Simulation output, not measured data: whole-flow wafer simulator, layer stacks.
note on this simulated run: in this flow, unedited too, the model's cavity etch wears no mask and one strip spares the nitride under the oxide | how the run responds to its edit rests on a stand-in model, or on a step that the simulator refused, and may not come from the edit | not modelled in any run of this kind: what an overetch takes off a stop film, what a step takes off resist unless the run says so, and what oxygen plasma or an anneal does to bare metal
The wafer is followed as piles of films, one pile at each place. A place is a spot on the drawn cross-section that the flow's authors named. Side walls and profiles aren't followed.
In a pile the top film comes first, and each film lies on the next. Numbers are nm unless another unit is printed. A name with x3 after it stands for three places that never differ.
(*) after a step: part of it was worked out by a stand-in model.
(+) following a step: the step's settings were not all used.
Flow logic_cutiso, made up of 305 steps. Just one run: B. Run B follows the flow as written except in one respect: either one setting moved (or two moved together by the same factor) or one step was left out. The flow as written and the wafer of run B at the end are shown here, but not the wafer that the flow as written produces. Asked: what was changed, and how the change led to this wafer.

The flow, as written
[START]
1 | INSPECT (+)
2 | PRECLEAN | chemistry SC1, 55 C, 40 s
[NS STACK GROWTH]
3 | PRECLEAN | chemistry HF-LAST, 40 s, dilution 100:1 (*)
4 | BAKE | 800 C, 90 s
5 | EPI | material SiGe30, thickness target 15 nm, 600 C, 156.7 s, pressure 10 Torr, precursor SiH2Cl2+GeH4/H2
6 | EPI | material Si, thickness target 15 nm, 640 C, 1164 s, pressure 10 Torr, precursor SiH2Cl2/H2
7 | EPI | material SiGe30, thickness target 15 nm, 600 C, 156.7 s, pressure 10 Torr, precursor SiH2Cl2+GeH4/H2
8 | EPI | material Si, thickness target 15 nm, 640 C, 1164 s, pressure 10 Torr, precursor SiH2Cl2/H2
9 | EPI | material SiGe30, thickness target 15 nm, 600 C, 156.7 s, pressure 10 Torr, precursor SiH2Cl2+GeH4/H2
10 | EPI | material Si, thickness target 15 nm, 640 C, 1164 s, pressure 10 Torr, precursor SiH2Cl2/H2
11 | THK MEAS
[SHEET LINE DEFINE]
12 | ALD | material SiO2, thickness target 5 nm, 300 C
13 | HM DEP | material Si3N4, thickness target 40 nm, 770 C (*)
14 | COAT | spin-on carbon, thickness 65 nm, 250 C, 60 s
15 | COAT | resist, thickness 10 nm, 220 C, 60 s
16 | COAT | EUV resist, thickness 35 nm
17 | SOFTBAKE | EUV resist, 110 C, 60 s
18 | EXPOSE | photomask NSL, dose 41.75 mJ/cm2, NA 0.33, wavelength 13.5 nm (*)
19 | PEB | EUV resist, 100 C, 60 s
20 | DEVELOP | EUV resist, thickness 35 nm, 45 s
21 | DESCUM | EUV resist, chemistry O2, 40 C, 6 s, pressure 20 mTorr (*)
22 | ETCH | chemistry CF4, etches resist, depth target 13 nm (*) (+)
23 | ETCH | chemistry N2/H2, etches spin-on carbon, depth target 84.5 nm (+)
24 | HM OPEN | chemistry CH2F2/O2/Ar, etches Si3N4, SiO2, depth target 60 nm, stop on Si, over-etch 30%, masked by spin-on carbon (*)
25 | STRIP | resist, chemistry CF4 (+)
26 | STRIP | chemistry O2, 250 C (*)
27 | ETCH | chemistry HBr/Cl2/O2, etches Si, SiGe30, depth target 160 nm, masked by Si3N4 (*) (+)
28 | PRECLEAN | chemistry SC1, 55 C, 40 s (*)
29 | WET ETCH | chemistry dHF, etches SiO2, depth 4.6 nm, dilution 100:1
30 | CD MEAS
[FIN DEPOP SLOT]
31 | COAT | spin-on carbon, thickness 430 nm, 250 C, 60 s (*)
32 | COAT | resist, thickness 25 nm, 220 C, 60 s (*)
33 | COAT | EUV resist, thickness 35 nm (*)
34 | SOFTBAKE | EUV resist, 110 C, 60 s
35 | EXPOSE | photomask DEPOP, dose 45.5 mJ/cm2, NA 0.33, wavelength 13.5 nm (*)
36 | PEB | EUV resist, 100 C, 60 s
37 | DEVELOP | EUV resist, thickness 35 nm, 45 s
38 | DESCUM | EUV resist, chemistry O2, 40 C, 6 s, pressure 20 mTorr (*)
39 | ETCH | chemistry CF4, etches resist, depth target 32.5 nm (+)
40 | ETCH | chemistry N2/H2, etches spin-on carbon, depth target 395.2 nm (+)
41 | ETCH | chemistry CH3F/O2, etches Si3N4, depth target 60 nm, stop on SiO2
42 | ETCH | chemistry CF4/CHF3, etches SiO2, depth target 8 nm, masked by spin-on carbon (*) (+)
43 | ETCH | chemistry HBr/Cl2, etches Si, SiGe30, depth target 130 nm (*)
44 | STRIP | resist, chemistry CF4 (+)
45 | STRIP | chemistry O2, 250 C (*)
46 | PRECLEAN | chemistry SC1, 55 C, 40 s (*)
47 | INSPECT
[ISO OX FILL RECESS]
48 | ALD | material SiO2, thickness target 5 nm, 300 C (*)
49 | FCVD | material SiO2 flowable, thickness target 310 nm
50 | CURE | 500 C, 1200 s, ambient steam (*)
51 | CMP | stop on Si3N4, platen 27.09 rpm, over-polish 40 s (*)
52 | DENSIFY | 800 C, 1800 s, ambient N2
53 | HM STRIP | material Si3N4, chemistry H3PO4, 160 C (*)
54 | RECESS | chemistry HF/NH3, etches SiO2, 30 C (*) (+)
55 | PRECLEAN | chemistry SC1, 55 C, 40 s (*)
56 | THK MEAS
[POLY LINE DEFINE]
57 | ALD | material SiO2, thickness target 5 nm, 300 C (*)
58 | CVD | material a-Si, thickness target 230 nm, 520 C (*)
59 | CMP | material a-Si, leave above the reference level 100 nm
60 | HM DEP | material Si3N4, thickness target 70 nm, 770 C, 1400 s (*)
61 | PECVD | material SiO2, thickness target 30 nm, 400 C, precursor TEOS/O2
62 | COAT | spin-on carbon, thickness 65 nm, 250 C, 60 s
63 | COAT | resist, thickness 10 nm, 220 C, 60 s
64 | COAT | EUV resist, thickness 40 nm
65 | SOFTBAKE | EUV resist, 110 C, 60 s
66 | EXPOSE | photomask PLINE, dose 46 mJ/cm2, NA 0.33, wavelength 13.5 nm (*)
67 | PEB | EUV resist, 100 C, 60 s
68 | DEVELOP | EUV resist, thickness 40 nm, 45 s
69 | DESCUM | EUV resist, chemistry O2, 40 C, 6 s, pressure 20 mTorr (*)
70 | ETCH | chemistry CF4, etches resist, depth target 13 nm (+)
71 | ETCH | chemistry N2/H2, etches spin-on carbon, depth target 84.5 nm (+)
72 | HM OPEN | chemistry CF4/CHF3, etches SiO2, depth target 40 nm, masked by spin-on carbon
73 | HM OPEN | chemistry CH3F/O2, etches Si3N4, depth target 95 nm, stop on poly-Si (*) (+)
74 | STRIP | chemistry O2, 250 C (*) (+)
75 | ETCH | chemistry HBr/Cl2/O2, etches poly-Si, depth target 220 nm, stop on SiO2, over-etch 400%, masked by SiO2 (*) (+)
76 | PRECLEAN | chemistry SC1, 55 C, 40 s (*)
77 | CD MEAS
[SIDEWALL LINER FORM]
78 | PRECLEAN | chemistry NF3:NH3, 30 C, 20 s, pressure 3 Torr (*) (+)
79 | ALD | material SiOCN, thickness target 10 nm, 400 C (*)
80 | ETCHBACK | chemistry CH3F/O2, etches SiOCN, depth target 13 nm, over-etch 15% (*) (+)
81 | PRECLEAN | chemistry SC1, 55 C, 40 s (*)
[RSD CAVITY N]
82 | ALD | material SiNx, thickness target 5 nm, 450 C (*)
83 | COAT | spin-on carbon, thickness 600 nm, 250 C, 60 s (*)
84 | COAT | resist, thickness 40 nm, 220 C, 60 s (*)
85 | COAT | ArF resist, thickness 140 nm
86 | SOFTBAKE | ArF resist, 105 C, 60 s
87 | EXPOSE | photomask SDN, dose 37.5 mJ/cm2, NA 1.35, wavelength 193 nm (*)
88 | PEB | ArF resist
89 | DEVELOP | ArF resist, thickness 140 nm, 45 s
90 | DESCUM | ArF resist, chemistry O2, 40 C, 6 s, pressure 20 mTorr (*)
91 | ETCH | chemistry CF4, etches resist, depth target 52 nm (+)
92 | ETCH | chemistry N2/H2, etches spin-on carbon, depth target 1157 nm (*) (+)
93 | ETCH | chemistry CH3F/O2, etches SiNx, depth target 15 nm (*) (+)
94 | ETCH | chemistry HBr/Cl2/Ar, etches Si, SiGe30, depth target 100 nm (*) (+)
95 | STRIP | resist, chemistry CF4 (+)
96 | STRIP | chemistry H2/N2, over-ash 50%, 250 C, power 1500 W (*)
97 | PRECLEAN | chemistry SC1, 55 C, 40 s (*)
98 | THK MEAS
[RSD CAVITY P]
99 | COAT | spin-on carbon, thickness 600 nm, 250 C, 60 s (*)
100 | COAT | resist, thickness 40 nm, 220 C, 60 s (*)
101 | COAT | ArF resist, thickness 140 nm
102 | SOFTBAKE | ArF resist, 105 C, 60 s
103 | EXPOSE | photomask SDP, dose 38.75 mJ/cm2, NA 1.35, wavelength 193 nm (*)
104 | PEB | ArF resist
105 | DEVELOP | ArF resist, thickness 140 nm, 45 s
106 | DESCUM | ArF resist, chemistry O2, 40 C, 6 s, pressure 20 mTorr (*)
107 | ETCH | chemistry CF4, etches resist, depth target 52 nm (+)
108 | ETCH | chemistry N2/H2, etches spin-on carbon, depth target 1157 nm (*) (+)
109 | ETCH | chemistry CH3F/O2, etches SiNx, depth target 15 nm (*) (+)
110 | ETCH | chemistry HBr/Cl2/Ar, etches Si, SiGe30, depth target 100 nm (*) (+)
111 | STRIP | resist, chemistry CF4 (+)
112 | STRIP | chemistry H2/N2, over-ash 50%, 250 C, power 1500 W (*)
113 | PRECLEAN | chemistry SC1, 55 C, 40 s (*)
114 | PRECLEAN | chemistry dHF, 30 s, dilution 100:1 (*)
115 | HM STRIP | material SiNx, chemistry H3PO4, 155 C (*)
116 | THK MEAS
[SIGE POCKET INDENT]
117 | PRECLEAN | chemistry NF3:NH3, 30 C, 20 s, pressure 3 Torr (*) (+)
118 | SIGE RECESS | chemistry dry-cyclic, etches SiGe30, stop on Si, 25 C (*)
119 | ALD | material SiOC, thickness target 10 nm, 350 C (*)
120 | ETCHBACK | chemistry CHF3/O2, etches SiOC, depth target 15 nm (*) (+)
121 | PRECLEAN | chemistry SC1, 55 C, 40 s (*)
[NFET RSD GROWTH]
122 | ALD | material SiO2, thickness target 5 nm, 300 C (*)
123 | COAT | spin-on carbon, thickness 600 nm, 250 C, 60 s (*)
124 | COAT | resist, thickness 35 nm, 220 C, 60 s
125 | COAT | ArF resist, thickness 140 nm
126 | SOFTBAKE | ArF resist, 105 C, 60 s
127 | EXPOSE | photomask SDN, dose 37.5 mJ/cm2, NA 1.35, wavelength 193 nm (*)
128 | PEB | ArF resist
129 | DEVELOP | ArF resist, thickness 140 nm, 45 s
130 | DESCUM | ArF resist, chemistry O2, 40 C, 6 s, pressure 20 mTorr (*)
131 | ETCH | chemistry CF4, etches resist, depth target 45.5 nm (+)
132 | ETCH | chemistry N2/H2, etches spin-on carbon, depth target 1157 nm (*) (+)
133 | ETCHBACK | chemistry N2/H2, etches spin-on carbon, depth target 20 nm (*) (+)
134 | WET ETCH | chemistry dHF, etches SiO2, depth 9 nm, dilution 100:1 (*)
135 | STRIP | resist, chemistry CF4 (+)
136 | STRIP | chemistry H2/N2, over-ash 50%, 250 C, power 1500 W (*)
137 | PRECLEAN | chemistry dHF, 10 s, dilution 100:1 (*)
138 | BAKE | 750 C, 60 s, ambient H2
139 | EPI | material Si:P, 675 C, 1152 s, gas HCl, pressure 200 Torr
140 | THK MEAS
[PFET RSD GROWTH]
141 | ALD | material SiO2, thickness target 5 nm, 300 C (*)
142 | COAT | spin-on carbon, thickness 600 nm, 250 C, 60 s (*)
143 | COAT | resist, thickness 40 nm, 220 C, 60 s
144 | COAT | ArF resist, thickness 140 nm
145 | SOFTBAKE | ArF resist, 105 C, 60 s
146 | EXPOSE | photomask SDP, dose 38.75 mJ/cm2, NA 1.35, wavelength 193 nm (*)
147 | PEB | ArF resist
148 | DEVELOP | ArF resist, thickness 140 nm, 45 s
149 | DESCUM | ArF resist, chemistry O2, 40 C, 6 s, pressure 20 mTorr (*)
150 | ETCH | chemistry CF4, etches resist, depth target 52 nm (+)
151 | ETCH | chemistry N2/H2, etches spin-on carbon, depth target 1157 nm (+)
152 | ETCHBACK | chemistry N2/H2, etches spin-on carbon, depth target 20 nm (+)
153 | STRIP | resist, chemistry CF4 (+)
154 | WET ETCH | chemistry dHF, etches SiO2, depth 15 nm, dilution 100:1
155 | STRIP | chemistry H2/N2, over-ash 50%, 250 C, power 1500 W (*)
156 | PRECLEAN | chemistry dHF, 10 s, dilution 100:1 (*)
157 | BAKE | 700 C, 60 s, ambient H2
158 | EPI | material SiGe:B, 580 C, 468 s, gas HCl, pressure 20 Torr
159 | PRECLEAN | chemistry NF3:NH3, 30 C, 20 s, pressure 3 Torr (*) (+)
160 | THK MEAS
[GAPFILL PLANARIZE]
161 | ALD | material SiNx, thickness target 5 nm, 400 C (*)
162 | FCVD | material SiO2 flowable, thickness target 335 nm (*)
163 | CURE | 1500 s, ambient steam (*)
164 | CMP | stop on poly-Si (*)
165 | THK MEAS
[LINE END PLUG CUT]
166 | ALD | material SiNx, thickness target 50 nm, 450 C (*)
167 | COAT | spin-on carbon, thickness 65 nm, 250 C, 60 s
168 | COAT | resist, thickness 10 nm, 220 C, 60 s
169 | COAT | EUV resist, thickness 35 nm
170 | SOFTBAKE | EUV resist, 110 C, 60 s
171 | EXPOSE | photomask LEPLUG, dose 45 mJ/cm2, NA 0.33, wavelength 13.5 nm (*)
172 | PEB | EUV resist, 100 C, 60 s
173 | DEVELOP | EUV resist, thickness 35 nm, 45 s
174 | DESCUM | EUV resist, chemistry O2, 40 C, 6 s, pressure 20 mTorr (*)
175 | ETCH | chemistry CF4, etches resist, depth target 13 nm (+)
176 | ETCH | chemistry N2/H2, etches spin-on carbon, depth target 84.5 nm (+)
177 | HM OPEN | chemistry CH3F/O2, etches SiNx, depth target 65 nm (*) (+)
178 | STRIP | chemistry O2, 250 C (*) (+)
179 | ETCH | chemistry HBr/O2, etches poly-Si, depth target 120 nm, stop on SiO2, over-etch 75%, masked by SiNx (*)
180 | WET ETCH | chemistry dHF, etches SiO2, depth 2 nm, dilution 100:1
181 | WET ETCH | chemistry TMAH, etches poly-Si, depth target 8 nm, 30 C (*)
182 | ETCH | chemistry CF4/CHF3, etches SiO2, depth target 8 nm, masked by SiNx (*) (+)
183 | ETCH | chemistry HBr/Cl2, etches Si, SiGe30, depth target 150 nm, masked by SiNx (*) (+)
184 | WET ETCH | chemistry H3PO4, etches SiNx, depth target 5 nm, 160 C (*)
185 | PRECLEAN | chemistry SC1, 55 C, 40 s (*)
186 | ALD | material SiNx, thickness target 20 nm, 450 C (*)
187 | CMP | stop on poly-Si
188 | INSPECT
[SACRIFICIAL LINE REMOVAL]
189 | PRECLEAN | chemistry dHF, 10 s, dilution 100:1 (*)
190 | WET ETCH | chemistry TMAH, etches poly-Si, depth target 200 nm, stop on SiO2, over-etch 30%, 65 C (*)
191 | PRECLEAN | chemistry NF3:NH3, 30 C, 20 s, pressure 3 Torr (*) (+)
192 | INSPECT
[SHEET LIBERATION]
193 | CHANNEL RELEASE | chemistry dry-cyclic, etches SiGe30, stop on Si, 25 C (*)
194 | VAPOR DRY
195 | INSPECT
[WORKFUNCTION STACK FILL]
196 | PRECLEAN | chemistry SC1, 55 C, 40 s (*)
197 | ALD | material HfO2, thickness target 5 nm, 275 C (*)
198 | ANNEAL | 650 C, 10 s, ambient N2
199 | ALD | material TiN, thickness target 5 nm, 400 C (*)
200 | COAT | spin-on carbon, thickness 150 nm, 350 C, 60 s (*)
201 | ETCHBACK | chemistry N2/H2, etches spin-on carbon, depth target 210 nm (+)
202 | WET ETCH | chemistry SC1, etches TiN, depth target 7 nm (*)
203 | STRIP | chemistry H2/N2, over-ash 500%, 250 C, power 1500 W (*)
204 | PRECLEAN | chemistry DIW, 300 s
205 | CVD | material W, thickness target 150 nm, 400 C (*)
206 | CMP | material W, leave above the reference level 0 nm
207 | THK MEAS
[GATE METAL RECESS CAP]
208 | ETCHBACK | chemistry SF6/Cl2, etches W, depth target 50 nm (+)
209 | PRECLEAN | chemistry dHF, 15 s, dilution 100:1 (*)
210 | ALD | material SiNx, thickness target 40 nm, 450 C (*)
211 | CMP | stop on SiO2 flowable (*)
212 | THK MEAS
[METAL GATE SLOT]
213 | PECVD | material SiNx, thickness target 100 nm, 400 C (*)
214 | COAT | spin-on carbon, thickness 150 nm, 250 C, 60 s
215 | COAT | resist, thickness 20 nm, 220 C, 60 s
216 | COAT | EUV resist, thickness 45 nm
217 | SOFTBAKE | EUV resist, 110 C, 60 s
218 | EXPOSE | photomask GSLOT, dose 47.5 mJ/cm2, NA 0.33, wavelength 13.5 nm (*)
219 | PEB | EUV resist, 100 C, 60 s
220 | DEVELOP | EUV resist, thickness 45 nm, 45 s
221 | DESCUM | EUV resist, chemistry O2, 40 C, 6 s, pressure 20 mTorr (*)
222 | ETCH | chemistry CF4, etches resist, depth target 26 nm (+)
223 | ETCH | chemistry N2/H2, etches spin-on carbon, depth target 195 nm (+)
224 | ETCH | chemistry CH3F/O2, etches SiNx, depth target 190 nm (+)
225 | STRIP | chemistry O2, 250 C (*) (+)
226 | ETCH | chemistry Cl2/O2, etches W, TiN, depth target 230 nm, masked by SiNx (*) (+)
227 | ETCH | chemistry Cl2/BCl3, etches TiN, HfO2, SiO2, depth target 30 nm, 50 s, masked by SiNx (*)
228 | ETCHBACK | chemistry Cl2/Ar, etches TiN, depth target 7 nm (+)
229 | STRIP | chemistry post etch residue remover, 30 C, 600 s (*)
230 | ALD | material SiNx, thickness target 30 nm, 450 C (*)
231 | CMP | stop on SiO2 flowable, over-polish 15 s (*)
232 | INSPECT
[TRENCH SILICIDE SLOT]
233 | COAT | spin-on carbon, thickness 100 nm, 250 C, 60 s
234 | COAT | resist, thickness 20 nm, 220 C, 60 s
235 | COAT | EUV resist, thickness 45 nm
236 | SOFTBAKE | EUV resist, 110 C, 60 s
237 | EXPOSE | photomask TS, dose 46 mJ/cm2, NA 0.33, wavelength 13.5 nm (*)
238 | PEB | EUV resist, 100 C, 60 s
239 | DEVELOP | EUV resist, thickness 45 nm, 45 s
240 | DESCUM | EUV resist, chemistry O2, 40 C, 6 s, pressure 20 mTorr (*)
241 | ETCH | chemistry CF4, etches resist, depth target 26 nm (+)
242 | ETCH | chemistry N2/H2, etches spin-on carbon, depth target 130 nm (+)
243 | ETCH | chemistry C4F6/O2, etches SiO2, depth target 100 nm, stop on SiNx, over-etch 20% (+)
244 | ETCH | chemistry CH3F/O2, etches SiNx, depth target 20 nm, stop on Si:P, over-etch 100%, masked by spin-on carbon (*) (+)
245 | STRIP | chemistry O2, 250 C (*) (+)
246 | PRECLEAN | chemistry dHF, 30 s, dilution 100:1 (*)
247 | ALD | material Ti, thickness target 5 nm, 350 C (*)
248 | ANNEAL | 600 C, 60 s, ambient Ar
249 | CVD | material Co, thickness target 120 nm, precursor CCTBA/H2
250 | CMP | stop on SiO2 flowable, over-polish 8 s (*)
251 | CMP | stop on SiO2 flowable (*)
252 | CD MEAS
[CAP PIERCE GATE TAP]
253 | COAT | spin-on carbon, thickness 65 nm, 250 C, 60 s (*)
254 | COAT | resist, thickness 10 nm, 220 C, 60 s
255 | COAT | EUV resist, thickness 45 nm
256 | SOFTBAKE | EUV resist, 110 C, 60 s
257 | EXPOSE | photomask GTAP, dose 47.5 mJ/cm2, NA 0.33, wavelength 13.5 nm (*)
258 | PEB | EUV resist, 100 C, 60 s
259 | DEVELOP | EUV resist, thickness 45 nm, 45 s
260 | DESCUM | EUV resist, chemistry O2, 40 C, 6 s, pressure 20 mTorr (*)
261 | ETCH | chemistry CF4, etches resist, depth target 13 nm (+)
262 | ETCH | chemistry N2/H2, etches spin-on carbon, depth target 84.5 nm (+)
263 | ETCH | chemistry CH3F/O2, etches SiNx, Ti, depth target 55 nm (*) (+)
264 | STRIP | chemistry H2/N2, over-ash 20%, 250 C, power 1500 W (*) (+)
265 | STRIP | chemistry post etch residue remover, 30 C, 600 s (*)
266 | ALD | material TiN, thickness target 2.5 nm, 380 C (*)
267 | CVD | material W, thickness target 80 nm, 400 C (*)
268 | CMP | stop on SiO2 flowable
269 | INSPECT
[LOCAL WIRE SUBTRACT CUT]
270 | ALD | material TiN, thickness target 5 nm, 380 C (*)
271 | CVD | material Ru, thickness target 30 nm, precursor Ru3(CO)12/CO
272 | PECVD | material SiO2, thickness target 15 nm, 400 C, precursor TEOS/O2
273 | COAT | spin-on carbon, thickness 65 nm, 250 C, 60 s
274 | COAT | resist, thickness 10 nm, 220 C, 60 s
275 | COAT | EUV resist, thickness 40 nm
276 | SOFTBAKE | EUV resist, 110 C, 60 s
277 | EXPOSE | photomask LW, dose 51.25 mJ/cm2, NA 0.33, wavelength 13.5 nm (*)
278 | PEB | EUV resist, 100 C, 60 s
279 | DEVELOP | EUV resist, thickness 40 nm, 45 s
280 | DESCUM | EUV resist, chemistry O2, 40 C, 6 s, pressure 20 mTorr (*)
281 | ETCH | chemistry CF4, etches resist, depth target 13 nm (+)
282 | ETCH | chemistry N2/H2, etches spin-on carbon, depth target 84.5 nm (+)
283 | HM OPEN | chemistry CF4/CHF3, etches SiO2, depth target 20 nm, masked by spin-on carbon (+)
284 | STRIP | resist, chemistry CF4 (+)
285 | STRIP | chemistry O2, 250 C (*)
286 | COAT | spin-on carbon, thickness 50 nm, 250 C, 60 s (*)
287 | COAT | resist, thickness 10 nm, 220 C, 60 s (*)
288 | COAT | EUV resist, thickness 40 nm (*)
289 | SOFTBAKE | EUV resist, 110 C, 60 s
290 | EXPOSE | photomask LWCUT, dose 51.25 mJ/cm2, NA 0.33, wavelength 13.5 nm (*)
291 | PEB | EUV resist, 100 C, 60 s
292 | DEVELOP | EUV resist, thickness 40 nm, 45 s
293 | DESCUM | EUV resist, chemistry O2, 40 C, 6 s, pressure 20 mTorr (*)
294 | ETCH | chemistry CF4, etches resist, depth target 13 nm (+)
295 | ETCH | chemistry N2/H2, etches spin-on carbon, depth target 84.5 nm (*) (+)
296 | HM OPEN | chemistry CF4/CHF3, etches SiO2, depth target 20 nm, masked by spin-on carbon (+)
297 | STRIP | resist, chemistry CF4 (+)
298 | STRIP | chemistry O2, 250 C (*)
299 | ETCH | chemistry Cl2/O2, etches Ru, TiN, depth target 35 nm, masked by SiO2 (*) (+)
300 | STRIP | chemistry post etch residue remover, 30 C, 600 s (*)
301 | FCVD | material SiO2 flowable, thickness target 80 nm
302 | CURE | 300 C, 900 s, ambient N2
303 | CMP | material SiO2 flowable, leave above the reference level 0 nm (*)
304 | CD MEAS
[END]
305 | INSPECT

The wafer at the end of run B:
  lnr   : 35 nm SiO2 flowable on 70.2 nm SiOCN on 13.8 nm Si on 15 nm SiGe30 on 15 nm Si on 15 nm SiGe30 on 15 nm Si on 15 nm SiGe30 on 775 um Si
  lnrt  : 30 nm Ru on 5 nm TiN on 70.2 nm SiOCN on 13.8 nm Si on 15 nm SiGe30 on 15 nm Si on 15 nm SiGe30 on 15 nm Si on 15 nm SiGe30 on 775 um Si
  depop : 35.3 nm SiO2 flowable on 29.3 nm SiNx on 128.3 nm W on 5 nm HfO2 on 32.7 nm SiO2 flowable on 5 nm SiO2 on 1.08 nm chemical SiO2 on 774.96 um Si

Cause: step 118, SIGE RECESS: chemistry dry-cyclic, etches SiGe30, stop on Si, 25 C (*), was skipped.

The path from the change to this, step by step:
  119 | ALD | material SiOC, thickness target 10 nm, 350 C (*)
      lnr, lnrp, lnrt: SiOC gains 10 (new film) (as written it would have been: SiOC gains 10 (new film), SiOC gains 16 (new film), cavity loses 16 (all of it), SiOC gains 16 (new film), cavity loses 16 (all of it), SiOC gains 16 (new film), cavity loses 16 (all of it))
  120 | ETCHBACK | chemistry CHF3/O2, etches SiOC, depth target 15 nm (*) (+)
      gxn: SiOC loses 11.2 (all of it), SiO2 loses 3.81 (as written it would have been: SiOC loses 11 (all of it), SiO2 loses 4.21 (all of it))
      gxp: SiOC loses 11.2 (all of it), SiO2 loses 3.84 (as written it would have been: SiOC loses 11 (all of it), SiO2 loses 4.25 (all of it))
  122 | ALD | material SiO2, thickness target 5 nm, 300 C (*)
      gxn: SiO2 gains 6.53 (as written it would have been: SiO2 gains 6.76 (new film))
      gxp: SiO2 gains 6.51 (as written it would have been: SiO2 gains 6.75 (new film))
